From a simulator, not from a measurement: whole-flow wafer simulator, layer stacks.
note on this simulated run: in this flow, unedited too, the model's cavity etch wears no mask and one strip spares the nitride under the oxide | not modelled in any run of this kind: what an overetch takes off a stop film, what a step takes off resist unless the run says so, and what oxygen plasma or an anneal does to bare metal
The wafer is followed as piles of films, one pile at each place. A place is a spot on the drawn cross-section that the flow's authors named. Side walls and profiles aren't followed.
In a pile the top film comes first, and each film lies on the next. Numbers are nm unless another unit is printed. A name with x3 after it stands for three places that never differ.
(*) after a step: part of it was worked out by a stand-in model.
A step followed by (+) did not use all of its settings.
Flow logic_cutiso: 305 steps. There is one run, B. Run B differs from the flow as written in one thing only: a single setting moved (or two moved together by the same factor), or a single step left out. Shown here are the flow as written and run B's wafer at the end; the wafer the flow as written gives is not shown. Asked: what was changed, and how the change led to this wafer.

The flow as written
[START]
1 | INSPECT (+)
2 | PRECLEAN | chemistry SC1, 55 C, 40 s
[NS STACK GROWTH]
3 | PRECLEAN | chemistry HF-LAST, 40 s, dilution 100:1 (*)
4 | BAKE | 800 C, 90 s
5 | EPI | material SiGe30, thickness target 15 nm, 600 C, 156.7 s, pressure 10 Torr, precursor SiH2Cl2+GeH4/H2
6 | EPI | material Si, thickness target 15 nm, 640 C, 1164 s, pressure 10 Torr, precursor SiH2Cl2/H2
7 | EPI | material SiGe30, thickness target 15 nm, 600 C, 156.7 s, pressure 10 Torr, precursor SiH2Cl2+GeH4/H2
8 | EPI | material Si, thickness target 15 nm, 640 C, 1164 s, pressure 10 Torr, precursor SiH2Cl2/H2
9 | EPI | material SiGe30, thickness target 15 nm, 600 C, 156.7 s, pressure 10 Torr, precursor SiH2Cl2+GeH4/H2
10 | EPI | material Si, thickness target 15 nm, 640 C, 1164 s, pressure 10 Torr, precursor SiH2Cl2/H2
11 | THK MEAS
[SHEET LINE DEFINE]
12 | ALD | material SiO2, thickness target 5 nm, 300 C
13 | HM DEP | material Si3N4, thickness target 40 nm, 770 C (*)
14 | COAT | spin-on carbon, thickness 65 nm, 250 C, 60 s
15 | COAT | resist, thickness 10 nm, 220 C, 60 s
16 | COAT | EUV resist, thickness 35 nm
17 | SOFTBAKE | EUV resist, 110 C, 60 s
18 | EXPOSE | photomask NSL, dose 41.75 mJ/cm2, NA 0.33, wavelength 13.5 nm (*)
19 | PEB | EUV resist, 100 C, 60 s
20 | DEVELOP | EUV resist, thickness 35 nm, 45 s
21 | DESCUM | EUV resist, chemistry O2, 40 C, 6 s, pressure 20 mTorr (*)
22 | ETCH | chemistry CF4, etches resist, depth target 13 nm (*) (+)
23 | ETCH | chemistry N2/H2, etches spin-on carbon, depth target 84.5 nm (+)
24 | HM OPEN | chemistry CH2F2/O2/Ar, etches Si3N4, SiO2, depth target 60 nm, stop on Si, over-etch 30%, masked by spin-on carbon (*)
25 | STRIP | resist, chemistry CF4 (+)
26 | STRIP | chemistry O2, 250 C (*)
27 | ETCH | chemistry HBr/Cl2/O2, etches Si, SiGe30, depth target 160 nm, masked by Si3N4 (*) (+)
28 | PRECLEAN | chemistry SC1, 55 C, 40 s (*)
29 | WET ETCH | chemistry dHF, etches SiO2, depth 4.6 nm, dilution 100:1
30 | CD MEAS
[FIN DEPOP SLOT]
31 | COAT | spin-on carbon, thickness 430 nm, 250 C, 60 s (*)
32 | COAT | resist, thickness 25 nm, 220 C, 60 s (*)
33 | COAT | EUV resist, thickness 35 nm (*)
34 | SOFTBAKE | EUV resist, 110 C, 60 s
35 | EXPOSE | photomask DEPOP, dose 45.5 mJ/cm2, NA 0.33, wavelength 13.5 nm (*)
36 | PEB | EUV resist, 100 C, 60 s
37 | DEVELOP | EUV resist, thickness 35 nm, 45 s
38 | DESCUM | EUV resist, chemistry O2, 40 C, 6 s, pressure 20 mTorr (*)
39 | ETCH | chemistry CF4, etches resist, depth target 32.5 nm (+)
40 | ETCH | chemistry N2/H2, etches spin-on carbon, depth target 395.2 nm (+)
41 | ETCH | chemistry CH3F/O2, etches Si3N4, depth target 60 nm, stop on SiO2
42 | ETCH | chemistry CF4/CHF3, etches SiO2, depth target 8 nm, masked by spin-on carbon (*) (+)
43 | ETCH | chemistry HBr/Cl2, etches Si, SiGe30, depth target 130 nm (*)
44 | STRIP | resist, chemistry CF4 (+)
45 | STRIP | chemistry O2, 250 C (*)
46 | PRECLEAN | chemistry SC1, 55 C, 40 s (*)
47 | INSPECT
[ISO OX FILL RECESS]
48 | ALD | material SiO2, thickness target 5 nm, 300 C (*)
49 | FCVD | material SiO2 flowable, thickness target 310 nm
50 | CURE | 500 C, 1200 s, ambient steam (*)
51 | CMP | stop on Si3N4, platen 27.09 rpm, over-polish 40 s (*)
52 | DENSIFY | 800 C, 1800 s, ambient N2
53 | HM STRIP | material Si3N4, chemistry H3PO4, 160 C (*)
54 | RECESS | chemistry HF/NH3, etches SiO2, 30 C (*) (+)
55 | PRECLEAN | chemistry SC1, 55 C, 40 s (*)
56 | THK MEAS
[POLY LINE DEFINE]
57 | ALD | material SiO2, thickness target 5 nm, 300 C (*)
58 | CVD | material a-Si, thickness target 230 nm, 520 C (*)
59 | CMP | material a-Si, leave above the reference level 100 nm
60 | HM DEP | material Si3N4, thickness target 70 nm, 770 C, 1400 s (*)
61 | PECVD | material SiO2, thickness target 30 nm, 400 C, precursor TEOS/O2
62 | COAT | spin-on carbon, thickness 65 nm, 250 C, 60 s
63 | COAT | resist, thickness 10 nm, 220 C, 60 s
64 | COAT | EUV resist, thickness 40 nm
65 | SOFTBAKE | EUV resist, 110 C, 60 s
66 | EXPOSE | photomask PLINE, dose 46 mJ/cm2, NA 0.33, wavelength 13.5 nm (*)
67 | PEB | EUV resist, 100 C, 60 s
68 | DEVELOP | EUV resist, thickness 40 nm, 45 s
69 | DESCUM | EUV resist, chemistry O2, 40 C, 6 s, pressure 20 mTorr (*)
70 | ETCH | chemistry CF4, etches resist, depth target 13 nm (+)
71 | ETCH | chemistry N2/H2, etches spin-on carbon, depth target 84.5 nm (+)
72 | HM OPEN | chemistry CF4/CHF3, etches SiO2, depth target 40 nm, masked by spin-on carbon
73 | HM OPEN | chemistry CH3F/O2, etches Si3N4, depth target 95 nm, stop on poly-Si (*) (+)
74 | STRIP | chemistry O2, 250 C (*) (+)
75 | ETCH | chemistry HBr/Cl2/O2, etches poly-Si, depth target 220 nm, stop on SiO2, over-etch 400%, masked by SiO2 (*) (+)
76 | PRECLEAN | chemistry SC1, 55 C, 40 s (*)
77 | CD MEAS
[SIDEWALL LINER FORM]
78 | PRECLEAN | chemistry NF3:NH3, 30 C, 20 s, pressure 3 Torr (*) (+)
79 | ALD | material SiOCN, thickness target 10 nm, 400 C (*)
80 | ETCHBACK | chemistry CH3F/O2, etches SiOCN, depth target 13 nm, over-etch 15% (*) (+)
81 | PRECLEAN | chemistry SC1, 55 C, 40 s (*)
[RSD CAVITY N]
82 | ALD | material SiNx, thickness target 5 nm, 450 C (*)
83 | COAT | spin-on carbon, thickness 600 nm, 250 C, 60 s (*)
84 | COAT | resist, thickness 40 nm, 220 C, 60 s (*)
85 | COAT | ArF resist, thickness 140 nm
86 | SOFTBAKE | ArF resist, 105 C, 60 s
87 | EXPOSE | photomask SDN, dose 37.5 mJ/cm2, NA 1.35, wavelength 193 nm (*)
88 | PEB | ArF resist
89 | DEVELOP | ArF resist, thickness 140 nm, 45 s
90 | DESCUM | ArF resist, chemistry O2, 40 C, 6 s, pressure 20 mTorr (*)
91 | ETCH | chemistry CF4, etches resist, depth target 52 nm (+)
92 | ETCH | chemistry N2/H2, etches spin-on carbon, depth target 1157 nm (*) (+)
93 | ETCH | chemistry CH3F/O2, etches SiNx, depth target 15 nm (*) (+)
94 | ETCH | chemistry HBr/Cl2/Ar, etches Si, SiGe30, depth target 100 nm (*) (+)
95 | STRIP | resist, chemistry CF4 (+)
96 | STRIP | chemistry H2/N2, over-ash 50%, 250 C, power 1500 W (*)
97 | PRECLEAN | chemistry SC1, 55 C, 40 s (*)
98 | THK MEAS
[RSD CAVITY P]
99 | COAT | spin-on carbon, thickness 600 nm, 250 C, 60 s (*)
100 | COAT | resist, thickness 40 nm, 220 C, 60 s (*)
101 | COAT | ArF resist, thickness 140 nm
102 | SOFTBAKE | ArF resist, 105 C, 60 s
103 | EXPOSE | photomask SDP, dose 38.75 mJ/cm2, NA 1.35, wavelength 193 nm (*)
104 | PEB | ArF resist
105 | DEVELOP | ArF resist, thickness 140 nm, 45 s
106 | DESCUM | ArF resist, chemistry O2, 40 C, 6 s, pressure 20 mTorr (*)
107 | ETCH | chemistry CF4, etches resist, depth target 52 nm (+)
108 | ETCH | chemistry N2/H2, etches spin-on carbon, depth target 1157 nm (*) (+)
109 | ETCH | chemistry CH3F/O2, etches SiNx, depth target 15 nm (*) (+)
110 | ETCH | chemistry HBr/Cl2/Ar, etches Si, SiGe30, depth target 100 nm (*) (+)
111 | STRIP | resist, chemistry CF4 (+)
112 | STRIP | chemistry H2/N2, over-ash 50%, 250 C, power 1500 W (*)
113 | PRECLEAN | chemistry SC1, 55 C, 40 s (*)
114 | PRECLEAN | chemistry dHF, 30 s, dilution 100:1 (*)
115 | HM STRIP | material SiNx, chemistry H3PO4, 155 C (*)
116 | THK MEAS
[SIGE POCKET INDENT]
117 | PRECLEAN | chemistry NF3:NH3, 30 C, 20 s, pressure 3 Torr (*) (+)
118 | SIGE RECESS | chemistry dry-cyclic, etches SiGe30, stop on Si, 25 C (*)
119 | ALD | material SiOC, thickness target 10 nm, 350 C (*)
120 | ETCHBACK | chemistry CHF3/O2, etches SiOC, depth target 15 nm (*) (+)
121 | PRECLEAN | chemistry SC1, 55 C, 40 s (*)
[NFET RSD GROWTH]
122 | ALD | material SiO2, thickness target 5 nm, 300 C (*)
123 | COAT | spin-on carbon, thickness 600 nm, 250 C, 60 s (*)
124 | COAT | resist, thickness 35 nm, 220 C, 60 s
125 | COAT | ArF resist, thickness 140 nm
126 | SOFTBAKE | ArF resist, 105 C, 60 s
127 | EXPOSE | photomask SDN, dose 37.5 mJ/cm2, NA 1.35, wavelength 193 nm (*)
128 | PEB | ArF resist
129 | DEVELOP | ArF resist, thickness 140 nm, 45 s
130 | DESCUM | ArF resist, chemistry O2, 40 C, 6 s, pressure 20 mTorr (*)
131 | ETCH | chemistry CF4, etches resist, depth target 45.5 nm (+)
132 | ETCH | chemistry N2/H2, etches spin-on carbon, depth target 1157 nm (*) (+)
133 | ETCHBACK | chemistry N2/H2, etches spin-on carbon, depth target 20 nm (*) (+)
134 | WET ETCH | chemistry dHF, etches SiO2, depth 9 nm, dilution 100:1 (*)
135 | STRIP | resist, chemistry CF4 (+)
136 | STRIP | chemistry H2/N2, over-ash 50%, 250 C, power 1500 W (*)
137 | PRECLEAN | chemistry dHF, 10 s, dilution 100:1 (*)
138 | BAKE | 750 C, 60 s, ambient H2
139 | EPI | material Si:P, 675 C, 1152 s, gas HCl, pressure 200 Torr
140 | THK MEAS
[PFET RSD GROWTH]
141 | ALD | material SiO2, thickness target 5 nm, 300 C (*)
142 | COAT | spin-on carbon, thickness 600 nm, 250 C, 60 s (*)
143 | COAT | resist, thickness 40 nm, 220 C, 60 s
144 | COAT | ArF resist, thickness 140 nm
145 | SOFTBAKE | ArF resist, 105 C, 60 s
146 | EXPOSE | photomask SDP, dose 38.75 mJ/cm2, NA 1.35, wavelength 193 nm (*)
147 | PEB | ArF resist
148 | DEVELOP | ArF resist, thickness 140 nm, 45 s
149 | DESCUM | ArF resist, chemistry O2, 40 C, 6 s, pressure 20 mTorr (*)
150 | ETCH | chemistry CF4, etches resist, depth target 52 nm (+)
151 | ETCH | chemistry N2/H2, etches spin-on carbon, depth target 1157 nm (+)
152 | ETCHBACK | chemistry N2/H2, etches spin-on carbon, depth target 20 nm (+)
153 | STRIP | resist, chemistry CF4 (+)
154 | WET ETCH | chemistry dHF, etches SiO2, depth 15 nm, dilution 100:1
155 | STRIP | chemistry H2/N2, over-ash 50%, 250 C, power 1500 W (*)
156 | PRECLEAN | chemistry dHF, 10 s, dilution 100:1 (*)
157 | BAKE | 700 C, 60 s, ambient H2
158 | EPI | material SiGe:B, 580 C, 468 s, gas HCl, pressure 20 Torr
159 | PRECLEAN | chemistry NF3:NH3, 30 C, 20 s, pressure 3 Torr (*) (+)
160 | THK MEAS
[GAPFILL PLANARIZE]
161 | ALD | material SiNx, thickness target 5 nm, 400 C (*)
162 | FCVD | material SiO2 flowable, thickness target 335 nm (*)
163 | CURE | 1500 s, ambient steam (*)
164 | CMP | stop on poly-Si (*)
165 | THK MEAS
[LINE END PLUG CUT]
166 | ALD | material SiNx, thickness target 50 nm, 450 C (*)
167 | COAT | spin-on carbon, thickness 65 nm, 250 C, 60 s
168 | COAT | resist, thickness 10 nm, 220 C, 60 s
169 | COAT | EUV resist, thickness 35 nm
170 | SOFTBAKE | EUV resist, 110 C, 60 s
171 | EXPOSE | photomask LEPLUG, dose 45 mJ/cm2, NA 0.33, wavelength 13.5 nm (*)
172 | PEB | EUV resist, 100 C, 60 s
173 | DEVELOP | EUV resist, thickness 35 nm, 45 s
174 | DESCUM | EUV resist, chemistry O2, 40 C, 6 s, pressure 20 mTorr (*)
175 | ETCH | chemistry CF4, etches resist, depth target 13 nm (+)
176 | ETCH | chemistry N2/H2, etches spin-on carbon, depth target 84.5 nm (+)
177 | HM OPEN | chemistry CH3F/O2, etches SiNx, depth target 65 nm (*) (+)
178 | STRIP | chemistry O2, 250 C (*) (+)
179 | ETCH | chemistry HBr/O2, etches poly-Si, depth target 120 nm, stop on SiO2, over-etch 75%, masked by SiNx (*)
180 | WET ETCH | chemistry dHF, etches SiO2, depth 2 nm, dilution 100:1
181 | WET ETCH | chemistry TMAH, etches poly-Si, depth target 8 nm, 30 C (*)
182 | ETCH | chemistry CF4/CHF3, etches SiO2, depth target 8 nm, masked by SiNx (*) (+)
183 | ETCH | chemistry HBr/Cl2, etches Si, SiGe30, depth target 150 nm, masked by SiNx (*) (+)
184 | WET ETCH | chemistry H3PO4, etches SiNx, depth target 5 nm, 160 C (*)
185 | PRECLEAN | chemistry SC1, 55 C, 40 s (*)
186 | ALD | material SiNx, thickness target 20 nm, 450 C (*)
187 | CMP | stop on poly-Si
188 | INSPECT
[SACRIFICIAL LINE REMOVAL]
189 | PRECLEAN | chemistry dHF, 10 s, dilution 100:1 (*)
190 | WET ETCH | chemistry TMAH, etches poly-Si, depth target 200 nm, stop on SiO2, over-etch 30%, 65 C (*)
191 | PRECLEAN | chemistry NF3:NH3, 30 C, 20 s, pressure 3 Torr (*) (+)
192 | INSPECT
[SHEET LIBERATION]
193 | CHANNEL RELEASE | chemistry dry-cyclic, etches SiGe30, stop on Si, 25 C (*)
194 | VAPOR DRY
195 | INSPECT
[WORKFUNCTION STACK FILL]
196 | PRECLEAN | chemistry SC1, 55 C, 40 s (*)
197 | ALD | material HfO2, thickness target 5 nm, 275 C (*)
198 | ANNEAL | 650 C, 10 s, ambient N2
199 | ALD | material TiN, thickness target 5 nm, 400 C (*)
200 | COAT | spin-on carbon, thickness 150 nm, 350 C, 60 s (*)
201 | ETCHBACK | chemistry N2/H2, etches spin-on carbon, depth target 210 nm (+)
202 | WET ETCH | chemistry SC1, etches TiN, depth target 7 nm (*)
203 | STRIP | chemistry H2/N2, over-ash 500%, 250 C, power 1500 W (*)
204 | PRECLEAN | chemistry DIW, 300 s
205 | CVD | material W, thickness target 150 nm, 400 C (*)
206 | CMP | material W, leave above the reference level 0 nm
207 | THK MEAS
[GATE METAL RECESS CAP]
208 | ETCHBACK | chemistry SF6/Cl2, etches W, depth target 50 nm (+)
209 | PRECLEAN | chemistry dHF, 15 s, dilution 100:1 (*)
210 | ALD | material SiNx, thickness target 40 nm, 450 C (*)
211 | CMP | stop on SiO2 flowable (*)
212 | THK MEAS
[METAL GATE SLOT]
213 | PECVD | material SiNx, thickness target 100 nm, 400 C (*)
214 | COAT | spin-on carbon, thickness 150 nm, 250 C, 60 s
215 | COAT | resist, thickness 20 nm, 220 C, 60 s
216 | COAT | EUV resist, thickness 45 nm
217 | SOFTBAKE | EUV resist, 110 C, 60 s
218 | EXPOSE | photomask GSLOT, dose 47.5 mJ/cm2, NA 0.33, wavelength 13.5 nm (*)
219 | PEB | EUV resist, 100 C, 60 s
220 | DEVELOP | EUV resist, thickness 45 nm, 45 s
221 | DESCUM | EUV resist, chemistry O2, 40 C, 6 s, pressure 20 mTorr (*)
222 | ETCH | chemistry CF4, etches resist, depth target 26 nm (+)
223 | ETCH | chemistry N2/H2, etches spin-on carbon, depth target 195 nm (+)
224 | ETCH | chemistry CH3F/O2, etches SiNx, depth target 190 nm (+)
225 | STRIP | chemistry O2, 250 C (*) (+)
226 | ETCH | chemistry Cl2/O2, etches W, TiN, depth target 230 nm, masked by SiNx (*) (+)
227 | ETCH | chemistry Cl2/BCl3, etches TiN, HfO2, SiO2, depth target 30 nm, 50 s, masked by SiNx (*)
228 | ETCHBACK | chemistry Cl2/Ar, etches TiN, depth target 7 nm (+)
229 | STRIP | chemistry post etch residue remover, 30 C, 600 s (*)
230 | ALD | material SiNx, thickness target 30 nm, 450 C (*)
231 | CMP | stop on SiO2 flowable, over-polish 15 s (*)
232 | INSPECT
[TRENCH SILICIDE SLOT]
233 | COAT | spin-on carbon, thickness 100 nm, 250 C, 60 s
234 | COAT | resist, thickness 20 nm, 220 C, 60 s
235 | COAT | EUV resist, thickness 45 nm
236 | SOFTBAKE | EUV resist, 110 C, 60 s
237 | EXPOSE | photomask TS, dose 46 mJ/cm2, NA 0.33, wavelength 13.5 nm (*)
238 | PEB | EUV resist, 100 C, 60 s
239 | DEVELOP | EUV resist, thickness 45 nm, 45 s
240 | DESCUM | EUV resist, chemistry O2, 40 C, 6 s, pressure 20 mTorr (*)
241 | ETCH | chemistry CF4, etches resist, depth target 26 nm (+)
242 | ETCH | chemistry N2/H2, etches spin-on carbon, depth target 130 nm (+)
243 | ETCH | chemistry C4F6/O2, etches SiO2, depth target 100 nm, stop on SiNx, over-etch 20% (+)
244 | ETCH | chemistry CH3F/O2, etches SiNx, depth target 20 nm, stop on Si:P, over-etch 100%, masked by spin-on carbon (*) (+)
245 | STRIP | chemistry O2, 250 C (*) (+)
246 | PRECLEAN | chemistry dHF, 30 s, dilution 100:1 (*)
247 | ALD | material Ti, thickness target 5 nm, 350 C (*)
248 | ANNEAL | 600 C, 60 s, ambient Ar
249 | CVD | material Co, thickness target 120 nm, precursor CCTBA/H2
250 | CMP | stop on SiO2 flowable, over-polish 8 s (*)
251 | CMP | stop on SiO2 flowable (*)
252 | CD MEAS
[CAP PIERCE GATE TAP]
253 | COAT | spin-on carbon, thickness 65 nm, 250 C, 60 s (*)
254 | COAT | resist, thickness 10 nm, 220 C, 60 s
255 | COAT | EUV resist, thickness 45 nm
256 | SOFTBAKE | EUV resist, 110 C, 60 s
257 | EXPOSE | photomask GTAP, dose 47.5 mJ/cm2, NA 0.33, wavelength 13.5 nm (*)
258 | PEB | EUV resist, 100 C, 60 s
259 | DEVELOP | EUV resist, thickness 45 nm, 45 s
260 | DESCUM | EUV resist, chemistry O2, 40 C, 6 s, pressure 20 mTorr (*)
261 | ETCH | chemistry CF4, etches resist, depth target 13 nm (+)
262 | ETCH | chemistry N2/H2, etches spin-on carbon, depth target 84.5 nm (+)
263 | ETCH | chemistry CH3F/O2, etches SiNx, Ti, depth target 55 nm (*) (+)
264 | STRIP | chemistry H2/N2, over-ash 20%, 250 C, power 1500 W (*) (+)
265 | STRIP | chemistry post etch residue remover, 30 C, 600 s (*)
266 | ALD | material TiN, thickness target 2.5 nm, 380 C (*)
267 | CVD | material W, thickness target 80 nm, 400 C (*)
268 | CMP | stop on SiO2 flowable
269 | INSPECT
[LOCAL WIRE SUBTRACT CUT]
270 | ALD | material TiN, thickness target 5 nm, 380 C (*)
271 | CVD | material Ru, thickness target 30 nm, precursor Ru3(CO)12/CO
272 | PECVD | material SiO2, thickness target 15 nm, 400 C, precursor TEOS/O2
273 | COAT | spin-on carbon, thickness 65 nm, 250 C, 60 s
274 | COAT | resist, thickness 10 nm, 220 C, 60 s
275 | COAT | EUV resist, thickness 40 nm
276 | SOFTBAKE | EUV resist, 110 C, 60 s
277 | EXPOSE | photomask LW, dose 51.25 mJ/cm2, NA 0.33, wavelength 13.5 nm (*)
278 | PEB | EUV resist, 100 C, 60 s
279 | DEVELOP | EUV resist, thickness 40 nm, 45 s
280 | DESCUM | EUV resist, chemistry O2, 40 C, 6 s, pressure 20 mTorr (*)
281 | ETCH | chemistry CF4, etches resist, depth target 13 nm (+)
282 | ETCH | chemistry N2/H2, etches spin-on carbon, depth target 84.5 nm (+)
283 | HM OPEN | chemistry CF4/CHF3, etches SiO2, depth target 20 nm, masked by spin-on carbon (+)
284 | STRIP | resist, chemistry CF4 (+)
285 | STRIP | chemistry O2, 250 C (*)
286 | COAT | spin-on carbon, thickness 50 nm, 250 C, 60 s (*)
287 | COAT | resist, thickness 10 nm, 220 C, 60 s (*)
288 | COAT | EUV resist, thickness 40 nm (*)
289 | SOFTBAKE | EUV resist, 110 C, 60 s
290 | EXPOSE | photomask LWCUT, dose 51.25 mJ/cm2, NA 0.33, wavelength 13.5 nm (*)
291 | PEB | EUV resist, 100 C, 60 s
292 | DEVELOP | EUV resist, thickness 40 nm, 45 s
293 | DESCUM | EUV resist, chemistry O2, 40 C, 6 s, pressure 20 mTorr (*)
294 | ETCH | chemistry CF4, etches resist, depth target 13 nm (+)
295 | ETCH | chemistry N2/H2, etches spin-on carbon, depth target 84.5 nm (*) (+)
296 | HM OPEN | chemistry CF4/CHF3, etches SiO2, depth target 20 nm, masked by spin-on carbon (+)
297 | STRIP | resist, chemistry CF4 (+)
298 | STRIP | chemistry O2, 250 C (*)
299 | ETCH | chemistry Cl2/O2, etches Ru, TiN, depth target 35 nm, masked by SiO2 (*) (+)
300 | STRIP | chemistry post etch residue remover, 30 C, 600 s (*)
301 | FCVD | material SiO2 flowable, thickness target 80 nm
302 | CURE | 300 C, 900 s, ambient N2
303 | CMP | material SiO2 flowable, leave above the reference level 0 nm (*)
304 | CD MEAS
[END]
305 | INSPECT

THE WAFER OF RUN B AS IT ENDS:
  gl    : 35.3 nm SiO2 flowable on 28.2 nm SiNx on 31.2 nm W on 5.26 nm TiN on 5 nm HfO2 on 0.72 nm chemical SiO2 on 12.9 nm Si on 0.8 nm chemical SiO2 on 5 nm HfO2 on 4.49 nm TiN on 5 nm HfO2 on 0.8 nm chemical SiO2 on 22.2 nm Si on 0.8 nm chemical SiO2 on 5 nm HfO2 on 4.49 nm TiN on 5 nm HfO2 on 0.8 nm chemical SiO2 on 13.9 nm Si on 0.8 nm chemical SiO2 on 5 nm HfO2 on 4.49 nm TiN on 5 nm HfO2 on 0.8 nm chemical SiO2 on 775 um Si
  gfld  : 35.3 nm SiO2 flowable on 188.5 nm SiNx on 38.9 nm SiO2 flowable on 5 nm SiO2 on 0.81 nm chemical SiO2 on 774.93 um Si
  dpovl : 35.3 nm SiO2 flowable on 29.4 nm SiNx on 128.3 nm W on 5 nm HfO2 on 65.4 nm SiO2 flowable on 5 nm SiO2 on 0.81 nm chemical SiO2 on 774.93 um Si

The reason: step 8, EPI: 1805 s was run, whereas the flow has 1164 s.

How this came from the change, step by step:
  8 | EPI | material Si, thickness target 15 nm, 640 C, 1164 s, pressure 10 Torr, precursor SiH2Cl2/H2
      depop, dpovl, gfld and 19 more: +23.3 Si (new film) (in the flow as written it would be: +15 Si (new film))
  27 | ETCH | chemistry HBr/Cl2/O2, etches Si, SiGe30, depth target 160 nm, masked by Si3N4 (*) (+)
      gfld, gxf, iso, lnri: -0.79 chemical SiO2 (all of it), -11.4 Si (all of it), -15 SiGe30 (all of it), -23.3 Si (all of it), -15 SiGe30 (all of it), -15 Si (all of it), -15 SiGe30 (all of it), -65.4 Si (in the flow as written it would be: -0.79 chemical SiO2 (all of it), -11.4 Si (all of it), -15 SiGe30 (all of it), -15 Si (all of it), -15 SiGe30 (all of it), -15 Si (all of it), -15 SiGe30 (all of it), -73.6 Si)
      dpovl, nsgap: -0.79 chemical SiO2 (all of it), -11.8 Si (all of it), -15 SiGe30 (all of it), -23.3 Si (all of it), -15 SiGe30 (all of it), -15 Si (all of it), -15 SiGe30 (all of it), -65 Si (in the flow as written it would be: -0.79 chemical SiO2 (all of it), -11.8 Si (all of it), -15 SiGe30 (all of it), -15 Si (all of it), -15 SiGe30 (all of it), -15 Si (all of it), -15 SiGe30 (all of it), -73.2 Si)
      (also at 1 further place)
  43 | ETCH | chemistry HBr/Cl2, etches Si, SiGe30, depth target 130 nm (*)
      depop: -14 Si (all of it), -15 SiGe30 (all of it), -23.3 Si (all of it), -15 SiGe30 (all of it), -15 Si (all of it), -15 SiGe30 (all of it), -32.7 Si (in the flow as written it would be: -14 Si (all of it), -15 SiGe30 (all of it), -15 Si (all of it), -15 SiGe30 (all of it), -15 Si (all of it), -15 SiGe30 (all of it), -41 Si)
  94 | ETCH | chemistry HBr/Cl2/Ar, etches Si, SiGe30, depth target 100 nm (*) (+)
      rsdn, rsdx: -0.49 chemical SiO2 (all of it), -12.8 Si (all of it), -15 SiGe30 (all of it), -23.3 Si (all of it), -15 SiGe30 (all of it), -15 Si (all of it), -15 SiGe30 (all of it), -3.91 Si (in the flow as written it would be: -0.49 chemical SiO2 (all of it), -12.8 Si (all of it), -15 SiGe30 (all of it), -15 Si (all of it), -15 SiGe30 (all of it), -15 Si (all of it), -15 SiGe30 (all of it), -12.2 Si)
  110 | ETCH | chemistry HBr/Cl2/Ar, etches Si, SiGe30, depth target 100 nm (*) (+)
      rsdp, rsdw: -0.49 chemical SiO2 (all of it), -12.8 Si (all of it), -15 SiGe30 (all of it), -23.3 Si (all of it), -15 SiGe30 (all of it), -15 Si (all of it), -15 SiGe30 (all of it), -3.91 Si (in the flow as written it would be: -0.49 chemical SiO2 (all of it), -12.8 Si (all of it), -15 SiGe30 (all of it), -15 Si (all of it), -15 SiGe30 (all of it), -15 Si (all of it), -15 SiGe30 (all of it), -12.2 Si)
  183 | ETCH | chemistry HBr/Cl2, etches Si, SiGe30, depth target 150 nm, masked by SiNx (*) (+)
      plug: -13.6 Si (all of it), -15 SiGe30 (all of it), -23.3 Si (all of it), -15 SiGe30 (all of it), -15 Si (all of it), -15 SiGe30 (all of it), -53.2 Si (in the flow as written it would be: -13.6 Si (all of it), -15 SiGe30 (all of it), -15 Si (all of it), -15 SiGe30 (all of it), -15 Si (all of it), -15 SiGe30 (all of it), -61.4 Si)
